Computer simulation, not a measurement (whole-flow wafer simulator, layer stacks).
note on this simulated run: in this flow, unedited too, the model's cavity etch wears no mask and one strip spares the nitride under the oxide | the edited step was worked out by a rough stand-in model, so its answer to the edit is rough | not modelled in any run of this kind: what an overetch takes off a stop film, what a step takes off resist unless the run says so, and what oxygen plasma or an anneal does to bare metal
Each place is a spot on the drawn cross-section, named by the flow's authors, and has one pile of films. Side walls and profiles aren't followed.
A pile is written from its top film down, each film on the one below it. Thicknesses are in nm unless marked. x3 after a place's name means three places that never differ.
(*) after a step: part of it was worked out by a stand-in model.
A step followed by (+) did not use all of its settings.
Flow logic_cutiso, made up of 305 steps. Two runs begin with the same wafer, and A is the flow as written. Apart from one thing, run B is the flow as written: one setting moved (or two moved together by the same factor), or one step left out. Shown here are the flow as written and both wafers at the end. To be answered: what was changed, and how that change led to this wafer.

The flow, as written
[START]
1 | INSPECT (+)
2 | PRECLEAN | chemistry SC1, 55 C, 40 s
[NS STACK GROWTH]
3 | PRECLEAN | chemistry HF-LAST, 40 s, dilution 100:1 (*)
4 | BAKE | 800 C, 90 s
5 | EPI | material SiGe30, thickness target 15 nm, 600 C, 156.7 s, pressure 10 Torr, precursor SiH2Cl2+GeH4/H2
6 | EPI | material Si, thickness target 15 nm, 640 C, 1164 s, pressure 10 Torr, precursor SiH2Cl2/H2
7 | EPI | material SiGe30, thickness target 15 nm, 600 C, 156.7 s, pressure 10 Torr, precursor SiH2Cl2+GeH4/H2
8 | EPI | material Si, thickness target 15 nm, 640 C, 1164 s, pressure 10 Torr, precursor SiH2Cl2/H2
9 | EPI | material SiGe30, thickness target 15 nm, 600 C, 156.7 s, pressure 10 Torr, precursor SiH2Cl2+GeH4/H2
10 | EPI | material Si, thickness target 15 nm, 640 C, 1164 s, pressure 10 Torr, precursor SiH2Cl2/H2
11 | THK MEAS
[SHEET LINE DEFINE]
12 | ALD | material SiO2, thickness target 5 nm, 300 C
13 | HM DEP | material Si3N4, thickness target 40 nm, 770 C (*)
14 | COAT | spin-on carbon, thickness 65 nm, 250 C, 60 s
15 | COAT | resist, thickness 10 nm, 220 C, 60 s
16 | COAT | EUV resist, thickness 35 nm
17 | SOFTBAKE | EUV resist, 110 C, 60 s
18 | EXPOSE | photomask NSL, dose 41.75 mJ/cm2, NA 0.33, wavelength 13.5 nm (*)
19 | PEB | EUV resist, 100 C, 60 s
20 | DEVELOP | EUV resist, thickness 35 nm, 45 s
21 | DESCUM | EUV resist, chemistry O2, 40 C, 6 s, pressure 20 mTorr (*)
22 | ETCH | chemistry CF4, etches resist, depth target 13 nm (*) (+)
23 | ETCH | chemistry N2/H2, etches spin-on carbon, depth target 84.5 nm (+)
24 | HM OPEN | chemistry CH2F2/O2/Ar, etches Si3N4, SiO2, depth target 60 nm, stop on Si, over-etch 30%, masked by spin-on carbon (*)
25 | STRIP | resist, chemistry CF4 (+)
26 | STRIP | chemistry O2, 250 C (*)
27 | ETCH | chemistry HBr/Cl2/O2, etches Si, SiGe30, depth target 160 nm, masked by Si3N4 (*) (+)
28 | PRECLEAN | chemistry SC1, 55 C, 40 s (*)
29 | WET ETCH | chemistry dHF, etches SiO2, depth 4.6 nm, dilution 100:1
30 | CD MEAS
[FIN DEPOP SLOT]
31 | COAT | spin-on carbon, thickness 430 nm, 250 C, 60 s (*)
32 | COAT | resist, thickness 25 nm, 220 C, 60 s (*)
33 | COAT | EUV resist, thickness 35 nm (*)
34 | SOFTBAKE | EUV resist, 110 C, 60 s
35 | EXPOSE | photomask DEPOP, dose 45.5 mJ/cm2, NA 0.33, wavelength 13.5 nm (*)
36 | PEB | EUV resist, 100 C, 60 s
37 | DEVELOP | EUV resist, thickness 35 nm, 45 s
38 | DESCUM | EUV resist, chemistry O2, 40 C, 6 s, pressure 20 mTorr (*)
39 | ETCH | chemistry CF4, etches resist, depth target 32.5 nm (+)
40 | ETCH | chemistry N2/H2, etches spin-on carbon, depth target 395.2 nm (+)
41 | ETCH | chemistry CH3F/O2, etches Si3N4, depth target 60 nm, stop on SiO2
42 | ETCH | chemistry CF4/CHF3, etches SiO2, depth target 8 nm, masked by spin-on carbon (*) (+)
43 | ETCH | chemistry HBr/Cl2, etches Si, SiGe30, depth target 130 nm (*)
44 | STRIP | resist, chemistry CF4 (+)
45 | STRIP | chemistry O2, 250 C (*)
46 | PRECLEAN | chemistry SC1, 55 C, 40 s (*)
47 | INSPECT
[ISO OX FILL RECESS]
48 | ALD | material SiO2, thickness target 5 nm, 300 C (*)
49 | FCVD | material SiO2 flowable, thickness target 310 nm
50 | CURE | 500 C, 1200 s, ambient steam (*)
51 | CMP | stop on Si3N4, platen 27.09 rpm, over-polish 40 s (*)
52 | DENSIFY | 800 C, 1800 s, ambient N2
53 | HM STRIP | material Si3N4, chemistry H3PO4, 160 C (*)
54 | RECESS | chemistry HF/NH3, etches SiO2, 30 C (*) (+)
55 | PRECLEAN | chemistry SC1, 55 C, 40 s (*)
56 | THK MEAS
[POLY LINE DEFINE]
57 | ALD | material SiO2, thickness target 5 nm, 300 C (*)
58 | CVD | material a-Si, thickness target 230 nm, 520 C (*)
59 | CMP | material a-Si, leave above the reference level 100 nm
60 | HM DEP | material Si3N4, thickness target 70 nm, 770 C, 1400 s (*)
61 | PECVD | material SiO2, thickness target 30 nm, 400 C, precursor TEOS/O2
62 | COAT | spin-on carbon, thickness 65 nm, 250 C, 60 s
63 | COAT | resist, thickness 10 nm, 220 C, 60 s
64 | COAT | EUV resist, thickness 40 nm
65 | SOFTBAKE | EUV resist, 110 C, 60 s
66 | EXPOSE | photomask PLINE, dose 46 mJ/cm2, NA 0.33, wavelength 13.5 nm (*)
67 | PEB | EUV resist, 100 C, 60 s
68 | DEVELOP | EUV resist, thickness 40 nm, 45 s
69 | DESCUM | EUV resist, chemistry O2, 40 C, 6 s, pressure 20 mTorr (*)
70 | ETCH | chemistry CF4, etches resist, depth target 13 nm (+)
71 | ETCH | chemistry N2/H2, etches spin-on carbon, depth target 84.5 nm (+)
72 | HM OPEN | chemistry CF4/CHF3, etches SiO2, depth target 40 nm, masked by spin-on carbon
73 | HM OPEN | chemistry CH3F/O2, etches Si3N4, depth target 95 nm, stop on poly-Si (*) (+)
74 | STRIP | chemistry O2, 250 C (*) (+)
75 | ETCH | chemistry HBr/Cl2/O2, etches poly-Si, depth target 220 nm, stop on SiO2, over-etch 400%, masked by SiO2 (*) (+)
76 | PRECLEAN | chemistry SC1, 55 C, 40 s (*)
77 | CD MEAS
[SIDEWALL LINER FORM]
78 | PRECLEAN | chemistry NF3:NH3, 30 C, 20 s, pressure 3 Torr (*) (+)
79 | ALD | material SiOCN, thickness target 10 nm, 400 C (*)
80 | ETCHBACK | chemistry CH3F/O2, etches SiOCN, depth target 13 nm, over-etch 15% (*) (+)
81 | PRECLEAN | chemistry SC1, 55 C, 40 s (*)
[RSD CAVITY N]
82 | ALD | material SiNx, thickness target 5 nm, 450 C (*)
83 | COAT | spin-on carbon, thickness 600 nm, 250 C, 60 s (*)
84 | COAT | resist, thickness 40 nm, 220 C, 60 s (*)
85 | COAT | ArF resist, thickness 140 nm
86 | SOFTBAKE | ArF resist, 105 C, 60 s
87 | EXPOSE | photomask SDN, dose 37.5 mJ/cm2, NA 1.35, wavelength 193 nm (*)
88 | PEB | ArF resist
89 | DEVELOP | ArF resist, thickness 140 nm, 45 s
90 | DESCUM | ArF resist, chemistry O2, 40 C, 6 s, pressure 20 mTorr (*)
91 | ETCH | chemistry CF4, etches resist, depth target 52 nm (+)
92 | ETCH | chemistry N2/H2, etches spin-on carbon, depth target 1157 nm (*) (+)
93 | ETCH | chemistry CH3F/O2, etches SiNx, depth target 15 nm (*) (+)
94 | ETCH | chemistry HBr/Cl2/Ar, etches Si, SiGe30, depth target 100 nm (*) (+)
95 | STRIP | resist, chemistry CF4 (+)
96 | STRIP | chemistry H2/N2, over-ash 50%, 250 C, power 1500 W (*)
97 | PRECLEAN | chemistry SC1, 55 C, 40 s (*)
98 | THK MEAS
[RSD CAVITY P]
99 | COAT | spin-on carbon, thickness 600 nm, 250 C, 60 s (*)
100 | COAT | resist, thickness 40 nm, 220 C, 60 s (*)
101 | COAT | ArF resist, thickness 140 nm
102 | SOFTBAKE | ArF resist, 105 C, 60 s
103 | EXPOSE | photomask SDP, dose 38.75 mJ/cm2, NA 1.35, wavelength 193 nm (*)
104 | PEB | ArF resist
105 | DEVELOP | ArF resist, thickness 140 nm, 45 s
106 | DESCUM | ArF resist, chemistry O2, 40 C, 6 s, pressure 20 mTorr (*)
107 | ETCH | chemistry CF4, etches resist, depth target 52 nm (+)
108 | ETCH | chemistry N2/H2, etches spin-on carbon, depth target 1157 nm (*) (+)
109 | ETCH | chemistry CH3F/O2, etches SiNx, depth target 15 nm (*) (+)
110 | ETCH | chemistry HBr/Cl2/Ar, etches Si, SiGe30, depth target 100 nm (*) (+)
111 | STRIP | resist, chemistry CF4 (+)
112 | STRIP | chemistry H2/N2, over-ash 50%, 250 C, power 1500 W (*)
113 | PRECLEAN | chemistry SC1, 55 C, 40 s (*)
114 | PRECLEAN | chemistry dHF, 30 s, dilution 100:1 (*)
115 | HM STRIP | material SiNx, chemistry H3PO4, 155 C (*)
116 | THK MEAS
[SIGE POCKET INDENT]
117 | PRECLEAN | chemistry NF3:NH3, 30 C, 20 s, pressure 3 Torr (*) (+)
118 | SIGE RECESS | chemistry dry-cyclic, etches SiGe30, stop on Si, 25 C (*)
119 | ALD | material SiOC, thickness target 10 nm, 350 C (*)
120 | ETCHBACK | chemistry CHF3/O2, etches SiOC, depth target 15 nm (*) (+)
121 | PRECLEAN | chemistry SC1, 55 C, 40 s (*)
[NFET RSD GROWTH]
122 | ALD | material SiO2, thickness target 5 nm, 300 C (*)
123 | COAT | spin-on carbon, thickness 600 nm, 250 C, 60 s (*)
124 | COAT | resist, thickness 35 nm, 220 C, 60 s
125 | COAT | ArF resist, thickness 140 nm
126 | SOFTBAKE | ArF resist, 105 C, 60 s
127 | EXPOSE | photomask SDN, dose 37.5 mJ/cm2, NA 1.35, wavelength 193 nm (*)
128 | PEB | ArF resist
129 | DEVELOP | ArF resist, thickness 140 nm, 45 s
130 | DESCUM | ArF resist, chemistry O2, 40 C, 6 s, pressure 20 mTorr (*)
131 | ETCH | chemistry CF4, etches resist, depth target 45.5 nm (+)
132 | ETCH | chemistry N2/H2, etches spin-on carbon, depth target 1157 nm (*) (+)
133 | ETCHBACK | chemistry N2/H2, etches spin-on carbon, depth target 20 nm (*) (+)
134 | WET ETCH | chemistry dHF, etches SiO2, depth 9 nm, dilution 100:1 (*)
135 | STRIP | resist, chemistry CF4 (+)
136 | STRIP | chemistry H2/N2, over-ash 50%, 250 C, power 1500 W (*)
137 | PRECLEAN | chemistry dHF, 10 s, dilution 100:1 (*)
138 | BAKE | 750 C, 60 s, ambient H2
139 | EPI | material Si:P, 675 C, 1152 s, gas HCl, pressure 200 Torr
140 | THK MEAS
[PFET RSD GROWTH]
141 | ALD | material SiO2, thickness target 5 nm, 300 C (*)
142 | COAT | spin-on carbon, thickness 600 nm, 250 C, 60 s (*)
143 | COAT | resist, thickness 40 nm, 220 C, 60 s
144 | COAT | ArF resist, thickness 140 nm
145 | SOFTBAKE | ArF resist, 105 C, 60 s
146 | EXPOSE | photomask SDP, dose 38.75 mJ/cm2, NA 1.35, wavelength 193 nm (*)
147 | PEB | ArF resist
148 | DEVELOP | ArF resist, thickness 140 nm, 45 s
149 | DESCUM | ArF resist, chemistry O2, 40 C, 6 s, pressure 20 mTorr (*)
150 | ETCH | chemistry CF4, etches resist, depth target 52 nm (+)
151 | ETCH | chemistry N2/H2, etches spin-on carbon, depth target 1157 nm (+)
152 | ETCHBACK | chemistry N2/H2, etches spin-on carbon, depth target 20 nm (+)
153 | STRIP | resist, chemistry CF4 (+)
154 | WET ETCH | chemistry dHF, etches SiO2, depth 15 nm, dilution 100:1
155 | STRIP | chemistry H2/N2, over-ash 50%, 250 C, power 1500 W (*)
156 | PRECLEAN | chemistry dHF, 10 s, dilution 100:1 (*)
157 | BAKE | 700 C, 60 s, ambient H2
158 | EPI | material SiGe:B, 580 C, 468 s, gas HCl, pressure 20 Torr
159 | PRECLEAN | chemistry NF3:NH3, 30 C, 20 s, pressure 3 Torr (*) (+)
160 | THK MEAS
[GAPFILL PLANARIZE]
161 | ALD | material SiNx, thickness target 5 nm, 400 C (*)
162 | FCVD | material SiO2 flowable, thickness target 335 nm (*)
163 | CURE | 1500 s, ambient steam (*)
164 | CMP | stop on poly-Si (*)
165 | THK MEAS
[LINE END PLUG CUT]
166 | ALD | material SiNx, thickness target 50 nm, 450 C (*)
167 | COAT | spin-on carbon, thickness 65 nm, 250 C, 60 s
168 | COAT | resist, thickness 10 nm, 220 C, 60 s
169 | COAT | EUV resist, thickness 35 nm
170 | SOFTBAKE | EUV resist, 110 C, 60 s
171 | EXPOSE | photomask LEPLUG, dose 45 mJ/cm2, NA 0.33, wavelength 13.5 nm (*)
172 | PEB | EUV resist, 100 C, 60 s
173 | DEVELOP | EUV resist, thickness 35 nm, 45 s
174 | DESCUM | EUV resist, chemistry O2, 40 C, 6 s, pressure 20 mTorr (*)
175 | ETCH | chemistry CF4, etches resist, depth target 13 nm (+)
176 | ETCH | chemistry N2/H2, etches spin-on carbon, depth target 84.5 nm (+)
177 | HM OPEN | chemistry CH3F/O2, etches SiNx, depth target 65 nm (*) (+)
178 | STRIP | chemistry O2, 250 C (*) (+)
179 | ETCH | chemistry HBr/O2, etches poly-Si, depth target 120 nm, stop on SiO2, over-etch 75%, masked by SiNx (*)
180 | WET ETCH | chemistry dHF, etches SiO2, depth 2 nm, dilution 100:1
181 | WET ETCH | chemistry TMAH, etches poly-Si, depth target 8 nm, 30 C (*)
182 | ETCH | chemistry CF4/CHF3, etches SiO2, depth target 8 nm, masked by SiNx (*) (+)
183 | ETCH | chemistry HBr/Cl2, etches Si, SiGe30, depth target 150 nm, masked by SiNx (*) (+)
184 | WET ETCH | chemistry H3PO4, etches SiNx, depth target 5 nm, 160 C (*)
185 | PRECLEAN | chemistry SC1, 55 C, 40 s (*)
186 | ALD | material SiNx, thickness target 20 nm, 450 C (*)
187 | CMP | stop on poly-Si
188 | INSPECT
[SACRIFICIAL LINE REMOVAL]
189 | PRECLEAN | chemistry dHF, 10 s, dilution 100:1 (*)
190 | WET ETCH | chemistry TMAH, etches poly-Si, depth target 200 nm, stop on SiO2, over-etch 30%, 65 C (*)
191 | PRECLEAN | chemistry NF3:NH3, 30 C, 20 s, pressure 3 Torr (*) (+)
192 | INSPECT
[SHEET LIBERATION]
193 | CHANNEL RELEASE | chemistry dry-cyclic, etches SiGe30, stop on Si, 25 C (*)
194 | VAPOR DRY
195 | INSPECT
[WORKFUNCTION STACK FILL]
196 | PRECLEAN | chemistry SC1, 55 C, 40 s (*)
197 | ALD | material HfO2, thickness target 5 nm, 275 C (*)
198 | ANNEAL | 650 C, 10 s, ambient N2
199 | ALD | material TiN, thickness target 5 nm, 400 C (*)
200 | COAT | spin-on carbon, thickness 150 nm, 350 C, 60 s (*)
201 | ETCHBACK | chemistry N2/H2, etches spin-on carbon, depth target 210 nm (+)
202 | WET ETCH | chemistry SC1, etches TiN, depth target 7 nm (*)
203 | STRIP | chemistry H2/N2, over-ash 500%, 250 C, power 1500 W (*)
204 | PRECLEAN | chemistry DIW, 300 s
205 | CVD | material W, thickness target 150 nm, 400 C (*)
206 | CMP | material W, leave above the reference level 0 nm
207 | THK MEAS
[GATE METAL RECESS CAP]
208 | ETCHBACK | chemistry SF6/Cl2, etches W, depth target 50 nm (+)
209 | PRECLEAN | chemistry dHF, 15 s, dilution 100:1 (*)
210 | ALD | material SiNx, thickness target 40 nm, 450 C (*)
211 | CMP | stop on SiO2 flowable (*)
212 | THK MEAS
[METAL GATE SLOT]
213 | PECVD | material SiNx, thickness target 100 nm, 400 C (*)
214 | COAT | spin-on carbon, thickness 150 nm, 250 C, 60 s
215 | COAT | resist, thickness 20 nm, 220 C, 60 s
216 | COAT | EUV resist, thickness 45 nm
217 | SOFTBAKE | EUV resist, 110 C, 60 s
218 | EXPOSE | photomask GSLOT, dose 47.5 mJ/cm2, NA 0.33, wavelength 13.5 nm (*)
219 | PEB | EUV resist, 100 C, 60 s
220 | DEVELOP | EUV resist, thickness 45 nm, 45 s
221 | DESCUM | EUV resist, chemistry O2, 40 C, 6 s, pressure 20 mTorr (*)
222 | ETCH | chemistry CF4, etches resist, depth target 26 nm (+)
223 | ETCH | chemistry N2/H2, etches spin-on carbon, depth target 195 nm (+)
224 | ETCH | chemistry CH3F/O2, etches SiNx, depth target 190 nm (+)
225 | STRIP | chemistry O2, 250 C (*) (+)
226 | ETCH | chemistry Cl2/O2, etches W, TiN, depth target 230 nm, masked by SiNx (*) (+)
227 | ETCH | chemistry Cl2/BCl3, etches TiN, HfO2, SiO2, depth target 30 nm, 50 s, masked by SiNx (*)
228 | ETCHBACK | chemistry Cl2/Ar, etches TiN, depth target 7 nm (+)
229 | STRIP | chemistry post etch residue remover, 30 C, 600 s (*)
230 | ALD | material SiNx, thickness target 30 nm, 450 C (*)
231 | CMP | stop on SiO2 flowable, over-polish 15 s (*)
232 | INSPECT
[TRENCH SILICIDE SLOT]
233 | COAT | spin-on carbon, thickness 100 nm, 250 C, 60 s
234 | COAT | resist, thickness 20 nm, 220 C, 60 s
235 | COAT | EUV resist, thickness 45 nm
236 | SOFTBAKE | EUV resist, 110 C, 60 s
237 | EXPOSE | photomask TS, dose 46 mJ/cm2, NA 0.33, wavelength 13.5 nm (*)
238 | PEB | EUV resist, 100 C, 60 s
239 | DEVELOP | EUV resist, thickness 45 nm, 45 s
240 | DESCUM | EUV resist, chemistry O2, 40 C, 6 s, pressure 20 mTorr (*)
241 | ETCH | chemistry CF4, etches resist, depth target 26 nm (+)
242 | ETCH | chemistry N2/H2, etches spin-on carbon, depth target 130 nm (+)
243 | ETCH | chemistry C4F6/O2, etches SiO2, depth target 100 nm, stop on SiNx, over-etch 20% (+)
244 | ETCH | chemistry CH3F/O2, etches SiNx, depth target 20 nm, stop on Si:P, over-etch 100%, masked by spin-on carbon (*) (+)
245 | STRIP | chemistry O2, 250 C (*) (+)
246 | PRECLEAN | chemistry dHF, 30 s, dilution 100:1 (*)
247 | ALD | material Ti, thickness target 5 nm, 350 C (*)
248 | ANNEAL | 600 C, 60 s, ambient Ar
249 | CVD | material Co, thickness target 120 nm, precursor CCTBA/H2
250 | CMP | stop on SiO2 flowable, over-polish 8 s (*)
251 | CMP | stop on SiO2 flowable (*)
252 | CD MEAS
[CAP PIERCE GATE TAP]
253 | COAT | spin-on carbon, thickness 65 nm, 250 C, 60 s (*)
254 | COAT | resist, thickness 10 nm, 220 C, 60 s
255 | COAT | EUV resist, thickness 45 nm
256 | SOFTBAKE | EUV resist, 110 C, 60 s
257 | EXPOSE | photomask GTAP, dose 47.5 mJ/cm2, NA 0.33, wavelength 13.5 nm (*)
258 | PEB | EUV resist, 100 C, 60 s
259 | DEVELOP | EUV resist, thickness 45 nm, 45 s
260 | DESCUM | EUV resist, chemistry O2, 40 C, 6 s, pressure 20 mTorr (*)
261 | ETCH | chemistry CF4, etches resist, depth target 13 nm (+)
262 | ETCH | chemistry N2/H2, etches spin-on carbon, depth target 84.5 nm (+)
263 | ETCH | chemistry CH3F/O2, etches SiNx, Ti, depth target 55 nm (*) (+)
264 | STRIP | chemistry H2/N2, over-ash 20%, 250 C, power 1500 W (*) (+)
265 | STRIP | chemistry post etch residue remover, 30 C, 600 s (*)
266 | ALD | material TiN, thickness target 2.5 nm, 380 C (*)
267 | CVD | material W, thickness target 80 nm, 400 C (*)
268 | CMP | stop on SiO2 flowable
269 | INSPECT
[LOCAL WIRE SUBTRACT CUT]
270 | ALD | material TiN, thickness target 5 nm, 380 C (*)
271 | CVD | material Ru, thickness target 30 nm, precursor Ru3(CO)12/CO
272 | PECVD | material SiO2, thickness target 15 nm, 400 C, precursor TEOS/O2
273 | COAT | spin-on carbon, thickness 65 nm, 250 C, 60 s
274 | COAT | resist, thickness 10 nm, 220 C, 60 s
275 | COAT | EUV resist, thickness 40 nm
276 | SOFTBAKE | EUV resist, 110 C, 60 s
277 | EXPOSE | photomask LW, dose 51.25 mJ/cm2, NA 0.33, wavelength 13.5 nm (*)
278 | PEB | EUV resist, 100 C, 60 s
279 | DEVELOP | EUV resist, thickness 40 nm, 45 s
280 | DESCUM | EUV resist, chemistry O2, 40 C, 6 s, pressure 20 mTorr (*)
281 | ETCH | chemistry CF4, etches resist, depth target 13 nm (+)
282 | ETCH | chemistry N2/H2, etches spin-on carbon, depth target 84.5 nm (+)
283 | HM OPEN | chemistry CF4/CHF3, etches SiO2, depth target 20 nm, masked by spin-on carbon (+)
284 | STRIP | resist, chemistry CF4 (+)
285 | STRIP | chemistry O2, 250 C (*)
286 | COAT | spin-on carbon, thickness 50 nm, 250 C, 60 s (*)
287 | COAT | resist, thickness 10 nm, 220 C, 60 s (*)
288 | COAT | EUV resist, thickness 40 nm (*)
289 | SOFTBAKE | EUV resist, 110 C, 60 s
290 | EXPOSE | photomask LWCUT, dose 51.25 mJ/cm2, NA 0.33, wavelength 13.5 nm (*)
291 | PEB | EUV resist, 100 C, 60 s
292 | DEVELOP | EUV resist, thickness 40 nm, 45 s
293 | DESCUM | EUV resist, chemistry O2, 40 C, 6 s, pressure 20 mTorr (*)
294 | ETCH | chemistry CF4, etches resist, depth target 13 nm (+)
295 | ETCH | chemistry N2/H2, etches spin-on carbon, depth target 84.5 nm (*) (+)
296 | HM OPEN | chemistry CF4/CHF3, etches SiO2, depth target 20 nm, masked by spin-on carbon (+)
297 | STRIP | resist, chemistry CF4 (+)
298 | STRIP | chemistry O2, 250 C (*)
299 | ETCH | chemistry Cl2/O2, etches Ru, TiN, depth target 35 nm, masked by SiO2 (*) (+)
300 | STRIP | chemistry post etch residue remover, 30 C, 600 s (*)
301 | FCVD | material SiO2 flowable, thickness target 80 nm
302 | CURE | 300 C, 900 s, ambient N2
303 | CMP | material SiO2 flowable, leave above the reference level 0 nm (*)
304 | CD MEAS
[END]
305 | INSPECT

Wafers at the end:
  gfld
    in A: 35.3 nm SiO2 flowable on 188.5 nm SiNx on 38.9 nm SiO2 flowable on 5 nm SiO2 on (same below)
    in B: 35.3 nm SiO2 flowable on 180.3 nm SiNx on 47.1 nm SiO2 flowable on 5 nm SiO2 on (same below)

Cause: step 227, ETCH: depth target 21.8 nm was run, whereas the flow has depth target 30 nm; step 227, ETCH: 36.2 s was run, where the flow has 50 s.

How this came from the change, step by step:
  227 | ETCH | chemistry Cl2/BCl3, etches TiN, HfO2, SiO2, depth target 30 nm, 50 s, masked by SiNx (*)
      depop, dpovl, gl and 18 more: A SiNx loses 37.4 | B SiNx loses 27.1
      gfld: A HfO2 loses 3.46 (all of it), SiO2 flowable loses 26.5 | B HfO2 loses 3.46 (all of it), SiO2 flowable loses 18.3
  231 | CMP | stop on SiO2 flowable, over-polish 15 s (*)
      depop, dpovl, gfld and 10 more: A SiNx loses 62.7 | B SiNx loses 73.1
      lnr, lnri, lnrp, lnrt: A SiNx loses 61 (all of it), SiOCN loses 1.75 | B SiNx loses 71.3 (all of it), SiOCN loses 1.75
      (also at 5 further places)
